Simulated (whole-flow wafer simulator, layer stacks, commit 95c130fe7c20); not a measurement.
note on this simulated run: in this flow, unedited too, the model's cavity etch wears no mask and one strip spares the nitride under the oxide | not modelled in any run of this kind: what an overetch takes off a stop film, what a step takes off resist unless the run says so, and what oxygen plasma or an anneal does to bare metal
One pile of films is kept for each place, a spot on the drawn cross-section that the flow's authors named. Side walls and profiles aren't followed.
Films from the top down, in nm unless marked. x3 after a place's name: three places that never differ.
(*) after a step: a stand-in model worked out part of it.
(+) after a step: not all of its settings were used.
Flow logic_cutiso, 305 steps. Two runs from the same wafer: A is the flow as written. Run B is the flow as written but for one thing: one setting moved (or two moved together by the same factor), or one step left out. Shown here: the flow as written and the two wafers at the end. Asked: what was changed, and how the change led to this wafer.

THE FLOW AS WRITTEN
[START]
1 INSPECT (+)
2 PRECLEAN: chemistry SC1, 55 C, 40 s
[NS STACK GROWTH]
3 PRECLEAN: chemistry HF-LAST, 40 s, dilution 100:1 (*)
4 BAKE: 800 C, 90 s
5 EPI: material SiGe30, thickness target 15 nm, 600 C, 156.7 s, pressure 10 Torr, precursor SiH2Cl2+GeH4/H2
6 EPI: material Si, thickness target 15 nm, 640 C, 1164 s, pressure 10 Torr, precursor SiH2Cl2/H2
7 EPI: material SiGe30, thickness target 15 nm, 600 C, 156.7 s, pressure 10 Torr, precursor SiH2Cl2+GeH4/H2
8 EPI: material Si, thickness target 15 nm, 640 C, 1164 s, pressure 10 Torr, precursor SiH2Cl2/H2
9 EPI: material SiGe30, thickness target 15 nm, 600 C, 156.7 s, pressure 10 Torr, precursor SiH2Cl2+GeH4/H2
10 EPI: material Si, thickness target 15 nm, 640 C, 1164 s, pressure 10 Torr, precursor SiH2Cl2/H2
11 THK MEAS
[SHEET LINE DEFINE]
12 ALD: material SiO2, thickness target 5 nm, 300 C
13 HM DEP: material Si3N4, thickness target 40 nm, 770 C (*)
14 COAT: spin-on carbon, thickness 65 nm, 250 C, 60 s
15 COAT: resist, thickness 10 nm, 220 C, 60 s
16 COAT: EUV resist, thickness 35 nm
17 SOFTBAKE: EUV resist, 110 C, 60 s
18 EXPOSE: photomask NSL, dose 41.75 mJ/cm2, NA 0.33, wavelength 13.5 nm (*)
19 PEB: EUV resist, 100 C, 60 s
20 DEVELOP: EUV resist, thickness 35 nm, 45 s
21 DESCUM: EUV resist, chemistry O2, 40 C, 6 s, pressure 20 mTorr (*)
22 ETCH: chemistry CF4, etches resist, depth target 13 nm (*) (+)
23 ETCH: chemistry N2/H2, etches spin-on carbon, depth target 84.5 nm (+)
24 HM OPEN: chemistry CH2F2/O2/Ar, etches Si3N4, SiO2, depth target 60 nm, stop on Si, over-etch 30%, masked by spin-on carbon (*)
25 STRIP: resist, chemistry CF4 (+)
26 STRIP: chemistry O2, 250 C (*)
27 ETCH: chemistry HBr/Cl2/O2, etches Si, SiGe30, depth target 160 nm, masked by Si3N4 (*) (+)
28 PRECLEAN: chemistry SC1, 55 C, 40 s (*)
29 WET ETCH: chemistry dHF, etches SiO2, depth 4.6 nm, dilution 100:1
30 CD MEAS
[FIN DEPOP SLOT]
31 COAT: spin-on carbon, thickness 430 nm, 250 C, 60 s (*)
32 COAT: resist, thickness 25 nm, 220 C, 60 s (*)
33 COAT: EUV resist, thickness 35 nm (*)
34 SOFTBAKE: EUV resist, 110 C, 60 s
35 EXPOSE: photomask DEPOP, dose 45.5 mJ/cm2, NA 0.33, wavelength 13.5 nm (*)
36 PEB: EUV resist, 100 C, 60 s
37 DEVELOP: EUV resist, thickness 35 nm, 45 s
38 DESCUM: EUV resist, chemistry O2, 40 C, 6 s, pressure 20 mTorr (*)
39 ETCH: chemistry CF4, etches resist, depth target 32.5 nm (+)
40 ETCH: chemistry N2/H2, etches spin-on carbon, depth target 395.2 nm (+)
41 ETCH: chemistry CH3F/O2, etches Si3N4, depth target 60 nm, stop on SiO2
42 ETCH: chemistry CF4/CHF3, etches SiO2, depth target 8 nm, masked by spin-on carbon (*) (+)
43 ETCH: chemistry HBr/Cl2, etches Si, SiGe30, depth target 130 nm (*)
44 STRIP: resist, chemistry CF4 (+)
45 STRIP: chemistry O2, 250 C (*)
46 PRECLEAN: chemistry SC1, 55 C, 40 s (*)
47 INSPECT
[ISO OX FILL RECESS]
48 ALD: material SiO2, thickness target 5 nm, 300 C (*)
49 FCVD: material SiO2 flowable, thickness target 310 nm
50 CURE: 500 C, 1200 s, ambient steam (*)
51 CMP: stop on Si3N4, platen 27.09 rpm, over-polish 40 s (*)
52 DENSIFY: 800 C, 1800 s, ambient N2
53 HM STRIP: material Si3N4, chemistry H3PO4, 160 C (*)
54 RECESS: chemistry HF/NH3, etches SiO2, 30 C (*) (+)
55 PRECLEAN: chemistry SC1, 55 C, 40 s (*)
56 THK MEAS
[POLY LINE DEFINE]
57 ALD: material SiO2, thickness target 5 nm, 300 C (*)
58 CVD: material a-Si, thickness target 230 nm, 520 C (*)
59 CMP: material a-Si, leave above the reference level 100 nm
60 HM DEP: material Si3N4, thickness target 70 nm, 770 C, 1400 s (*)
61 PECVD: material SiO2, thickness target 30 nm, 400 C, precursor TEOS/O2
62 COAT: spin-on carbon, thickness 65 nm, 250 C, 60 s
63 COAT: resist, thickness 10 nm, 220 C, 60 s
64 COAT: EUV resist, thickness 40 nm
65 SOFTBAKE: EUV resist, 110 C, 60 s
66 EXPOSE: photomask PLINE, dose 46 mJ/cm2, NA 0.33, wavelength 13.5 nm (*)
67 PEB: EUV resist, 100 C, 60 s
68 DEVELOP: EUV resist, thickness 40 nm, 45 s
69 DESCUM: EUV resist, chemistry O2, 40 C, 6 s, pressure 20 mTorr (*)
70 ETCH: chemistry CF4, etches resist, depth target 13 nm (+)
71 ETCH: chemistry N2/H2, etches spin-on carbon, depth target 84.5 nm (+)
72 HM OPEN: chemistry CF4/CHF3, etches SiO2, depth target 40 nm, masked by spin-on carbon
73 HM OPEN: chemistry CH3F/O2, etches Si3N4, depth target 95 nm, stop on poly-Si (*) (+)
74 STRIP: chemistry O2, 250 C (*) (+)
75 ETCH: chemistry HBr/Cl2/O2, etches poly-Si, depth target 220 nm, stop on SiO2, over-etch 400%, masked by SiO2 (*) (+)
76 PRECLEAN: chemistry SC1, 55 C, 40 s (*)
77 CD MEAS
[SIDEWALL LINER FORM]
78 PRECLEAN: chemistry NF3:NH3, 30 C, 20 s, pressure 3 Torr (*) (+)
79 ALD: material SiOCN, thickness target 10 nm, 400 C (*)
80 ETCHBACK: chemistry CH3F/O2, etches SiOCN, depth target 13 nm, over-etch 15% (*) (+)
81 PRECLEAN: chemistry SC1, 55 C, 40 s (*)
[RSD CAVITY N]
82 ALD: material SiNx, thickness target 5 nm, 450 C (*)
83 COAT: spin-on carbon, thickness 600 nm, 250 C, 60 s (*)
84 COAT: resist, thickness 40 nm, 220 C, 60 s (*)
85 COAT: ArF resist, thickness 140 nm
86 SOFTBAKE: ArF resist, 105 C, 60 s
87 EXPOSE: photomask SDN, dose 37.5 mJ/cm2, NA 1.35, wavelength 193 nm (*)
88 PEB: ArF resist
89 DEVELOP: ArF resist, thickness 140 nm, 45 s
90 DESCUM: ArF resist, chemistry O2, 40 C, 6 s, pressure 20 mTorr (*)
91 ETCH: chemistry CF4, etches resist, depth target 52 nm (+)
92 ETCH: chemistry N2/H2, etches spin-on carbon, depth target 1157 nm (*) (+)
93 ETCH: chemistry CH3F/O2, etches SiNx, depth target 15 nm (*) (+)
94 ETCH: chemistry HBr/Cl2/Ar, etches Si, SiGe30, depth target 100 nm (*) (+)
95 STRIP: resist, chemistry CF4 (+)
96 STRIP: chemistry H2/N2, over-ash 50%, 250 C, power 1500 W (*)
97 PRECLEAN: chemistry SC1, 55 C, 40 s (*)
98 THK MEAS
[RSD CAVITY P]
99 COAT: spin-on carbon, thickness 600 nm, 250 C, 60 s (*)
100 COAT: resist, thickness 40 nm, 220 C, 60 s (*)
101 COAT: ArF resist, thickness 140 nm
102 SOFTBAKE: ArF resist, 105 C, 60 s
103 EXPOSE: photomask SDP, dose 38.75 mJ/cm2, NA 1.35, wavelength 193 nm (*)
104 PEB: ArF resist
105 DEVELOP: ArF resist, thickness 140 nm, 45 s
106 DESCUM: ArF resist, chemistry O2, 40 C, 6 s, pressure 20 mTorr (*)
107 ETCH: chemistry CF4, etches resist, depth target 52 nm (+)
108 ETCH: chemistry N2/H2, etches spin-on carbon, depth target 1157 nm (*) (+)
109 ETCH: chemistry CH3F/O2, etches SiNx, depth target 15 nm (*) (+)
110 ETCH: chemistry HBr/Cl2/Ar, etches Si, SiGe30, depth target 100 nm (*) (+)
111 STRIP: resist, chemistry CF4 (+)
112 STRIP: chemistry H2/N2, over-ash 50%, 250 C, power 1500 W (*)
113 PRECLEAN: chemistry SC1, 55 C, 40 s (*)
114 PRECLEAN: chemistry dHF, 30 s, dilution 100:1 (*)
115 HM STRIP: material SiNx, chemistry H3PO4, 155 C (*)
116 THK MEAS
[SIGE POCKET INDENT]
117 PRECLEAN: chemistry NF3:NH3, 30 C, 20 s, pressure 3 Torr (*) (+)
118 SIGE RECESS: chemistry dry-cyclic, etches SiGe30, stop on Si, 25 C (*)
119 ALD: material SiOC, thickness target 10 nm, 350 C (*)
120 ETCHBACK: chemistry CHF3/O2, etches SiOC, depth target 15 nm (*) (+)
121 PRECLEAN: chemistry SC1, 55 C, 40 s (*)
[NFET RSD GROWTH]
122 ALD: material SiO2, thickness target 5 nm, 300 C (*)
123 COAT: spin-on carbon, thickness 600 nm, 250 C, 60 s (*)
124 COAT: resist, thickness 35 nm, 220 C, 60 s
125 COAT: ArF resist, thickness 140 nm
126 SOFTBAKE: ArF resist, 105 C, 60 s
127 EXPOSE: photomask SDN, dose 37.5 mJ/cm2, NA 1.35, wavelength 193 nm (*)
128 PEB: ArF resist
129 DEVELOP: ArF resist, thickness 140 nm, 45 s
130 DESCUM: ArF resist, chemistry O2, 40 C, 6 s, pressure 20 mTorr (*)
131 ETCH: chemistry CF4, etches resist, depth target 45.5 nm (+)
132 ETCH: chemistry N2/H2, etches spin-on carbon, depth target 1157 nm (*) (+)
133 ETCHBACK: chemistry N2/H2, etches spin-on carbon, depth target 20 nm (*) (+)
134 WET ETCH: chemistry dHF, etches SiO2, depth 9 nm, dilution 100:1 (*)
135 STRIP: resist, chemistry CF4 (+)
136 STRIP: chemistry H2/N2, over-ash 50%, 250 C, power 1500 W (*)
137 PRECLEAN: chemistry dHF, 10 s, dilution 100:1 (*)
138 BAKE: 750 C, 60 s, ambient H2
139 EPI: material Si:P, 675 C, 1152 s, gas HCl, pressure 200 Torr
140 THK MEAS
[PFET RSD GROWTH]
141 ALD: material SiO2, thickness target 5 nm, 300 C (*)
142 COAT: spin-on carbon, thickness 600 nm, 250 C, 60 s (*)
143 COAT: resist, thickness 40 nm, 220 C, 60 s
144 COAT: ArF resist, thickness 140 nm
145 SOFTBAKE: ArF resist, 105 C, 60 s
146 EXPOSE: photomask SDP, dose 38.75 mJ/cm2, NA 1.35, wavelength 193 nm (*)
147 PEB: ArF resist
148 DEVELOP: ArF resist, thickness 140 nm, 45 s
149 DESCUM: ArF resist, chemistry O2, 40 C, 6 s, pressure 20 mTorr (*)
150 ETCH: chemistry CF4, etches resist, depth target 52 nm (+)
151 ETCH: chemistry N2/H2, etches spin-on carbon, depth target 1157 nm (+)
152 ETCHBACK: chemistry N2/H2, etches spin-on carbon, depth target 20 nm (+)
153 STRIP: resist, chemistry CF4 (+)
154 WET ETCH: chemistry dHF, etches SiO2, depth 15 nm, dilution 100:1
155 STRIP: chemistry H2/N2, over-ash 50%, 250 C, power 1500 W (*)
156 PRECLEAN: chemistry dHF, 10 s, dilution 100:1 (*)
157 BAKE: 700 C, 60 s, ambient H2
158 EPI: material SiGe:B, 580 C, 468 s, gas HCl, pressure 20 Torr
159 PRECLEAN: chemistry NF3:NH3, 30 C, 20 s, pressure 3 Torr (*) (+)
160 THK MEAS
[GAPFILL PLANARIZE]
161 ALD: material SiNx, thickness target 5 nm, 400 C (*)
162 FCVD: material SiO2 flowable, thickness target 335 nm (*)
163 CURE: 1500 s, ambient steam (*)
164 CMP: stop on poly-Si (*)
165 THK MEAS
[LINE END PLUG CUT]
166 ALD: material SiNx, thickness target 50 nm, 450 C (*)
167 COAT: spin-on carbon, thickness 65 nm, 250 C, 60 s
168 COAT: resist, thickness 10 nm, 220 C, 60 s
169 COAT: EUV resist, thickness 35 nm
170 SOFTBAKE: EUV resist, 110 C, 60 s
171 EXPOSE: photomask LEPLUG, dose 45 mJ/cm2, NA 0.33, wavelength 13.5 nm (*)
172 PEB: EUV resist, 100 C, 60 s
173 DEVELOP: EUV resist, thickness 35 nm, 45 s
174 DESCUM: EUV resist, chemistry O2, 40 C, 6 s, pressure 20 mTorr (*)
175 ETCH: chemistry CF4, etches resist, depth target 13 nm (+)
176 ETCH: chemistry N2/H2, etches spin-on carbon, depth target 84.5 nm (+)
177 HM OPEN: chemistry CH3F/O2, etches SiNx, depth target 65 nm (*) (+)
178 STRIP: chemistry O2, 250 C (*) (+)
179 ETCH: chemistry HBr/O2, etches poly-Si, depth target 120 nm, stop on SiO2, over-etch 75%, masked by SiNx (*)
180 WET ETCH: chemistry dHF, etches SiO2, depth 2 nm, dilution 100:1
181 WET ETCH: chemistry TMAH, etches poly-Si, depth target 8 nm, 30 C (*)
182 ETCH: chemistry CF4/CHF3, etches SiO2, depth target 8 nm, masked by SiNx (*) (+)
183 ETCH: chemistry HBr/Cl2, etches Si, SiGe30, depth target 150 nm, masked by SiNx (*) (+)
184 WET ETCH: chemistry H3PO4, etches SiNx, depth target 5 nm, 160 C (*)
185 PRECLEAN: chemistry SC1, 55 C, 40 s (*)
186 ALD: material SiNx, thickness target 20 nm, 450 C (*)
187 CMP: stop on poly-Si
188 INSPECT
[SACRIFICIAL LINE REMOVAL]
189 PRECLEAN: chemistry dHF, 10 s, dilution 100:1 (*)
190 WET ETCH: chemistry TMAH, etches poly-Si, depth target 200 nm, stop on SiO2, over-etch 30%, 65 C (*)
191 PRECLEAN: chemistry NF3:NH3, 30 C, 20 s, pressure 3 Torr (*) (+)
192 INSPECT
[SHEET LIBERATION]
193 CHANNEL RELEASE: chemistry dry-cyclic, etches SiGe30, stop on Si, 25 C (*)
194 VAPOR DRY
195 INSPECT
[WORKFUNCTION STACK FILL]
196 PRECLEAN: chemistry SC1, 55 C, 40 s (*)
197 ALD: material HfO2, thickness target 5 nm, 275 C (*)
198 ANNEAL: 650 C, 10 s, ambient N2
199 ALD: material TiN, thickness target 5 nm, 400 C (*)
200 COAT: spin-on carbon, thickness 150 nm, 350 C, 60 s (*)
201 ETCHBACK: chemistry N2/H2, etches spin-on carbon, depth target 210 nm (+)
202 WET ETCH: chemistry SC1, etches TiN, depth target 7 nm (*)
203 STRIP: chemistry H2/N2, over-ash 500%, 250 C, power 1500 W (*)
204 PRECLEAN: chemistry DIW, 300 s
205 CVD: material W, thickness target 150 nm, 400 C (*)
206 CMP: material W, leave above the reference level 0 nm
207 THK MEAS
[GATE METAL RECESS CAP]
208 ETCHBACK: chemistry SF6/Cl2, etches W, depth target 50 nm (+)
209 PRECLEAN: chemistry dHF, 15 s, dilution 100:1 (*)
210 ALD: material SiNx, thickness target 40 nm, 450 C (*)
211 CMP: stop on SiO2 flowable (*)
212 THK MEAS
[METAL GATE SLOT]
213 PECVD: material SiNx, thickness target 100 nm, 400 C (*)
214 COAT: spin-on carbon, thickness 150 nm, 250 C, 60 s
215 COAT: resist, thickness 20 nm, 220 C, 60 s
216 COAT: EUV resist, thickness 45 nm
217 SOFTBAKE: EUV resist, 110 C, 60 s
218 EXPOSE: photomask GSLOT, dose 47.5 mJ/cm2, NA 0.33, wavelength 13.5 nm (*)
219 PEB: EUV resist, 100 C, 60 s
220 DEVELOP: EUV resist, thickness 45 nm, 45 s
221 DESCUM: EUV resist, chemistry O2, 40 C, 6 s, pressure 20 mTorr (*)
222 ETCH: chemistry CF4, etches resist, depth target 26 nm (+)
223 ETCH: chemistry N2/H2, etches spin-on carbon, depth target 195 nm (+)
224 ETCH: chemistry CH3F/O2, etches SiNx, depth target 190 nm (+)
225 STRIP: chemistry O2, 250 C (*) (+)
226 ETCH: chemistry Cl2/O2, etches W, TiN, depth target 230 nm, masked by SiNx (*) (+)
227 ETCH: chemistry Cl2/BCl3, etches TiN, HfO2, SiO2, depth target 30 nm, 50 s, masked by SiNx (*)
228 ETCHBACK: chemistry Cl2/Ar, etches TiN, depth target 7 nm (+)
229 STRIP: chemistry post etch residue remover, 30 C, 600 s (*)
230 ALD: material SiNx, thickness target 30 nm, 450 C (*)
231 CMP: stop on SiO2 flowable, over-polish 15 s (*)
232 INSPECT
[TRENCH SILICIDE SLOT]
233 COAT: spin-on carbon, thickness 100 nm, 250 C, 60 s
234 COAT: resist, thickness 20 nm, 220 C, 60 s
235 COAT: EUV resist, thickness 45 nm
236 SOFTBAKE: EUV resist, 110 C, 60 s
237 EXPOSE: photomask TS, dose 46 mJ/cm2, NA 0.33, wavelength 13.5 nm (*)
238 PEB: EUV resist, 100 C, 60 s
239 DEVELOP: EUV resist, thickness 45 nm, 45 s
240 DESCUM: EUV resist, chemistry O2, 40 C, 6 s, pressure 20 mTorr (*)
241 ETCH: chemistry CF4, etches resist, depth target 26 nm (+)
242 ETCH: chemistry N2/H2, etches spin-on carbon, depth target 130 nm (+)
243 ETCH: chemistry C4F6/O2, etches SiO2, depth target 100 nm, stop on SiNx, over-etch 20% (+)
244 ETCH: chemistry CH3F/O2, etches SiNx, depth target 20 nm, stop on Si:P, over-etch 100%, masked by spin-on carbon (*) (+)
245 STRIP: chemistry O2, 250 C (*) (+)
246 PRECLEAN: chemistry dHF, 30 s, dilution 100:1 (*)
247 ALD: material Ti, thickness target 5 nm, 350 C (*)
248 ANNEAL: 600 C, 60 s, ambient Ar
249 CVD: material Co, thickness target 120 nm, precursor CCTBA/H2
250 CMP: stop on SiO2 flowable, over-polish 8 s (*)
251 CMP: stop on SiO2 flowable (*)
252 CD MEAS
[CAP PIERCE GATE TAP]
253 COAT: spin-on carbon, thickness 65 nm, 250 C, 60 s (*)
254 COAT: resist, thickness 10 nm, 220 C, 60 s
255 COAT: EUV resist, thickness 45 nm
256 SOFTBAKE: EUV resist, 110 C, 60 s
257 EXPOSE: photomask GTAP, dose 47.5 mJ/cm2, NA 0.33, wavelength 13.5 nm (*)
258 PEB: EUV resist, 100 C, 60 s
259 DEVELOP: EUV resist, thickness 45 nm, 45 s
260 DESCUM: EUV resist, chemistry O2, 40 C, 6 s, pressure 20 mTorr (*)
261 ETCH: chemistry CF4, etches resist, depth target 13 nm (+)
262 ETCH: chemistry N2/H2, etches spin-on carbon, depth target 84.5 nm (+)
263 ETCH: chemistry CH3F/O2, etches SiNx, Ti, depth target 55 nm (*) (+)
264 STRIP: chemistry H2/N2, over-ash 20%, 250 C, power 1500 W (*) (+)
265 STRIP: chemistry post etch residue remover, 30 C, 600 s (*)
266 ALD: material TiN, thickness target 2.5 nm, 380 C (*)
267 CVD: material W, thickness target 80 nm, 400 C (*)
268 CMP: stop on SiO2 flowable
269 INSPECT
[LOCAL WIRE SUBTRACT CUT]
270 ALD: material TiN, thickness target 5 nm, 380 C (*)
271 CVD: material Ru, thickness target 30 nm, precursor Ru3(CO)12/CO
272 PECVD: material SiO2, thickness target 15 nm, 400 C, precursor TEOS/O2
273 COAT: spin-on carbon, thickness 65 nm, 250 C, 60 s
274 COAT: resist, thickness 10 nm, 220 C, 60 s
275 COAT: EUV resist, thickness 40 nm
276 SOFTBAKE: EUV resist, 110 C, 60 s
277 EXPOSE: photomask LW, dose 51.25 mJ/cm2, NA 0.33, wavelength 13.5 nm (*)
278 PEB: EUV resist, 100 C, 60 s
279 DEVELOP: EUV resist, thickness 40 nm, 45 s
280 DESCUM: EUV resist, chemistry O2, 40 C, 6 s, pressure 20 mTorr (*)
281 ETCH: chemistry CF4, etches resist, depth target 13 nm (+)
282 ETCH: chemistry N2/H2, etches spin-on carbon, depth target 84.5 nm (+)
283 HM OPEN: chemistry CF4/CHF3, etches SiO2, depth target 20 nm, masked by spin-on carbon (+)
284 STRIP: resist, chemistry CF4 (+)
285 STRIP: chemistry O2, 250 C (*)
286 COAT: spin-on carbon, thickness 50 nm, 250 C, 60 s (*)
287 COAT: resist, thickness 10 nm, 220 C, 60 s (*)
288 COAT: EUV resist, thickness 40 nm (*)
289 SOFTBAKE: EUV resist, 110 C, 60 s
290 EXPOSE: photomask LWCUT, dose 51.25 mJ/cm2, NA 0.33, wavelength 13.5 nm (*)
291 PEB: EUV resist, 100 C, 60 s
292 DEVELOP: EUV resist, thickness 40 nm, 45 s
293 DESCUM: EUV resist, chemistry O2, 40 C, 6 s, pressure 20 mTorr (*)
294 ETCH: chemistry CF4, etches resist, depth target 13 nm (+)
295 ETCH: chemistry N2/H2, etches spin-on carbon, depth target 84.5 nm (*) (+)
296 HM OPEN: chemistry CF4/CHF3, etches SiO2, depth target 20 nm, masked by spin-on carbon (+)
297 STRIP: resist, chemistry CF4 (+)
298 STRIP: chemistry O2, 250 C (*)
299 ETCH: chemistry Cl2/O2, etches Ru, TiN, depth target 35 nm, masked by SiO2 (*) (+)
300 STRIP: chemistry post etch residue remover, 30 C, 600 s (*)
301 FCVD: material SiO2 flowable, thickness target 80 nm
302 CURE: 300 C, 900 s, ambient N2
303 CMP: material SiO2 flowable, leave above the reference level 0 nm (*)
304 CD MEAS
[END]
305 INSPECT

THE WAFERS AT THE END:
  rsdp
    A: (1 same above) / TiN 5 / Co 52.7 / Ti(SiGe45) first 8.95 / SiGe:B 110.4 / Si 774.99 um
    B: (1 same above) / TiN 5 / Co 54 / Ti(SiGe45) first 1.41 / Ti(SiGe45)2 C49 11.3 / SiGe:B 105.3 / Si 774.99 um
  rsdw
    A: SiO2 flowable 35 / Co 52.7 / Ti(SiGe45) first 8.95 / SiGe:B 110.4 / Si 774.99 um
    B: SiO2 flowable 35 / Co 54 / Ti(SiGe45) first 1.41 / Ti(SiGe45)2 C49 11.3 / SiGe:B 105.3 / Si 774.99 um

The cause: step 248, ANNEAL: 645 C was run, where the flow has 600 C.

How the change led to this, step by step:
  248 ANNEAL: 600 C, 60 s, ambient Ar
      rsdp, rsdw: A Ti(SiGe45) first +8.95 (new film), Ti -5 (all of it), SiGe:B -5.98 | B Ti(SiGe45) first +1.41 (new film), Ti(SiGe45)2 C49 +11.3 (new film), Ti -5 (all of it), SiGe:B -11
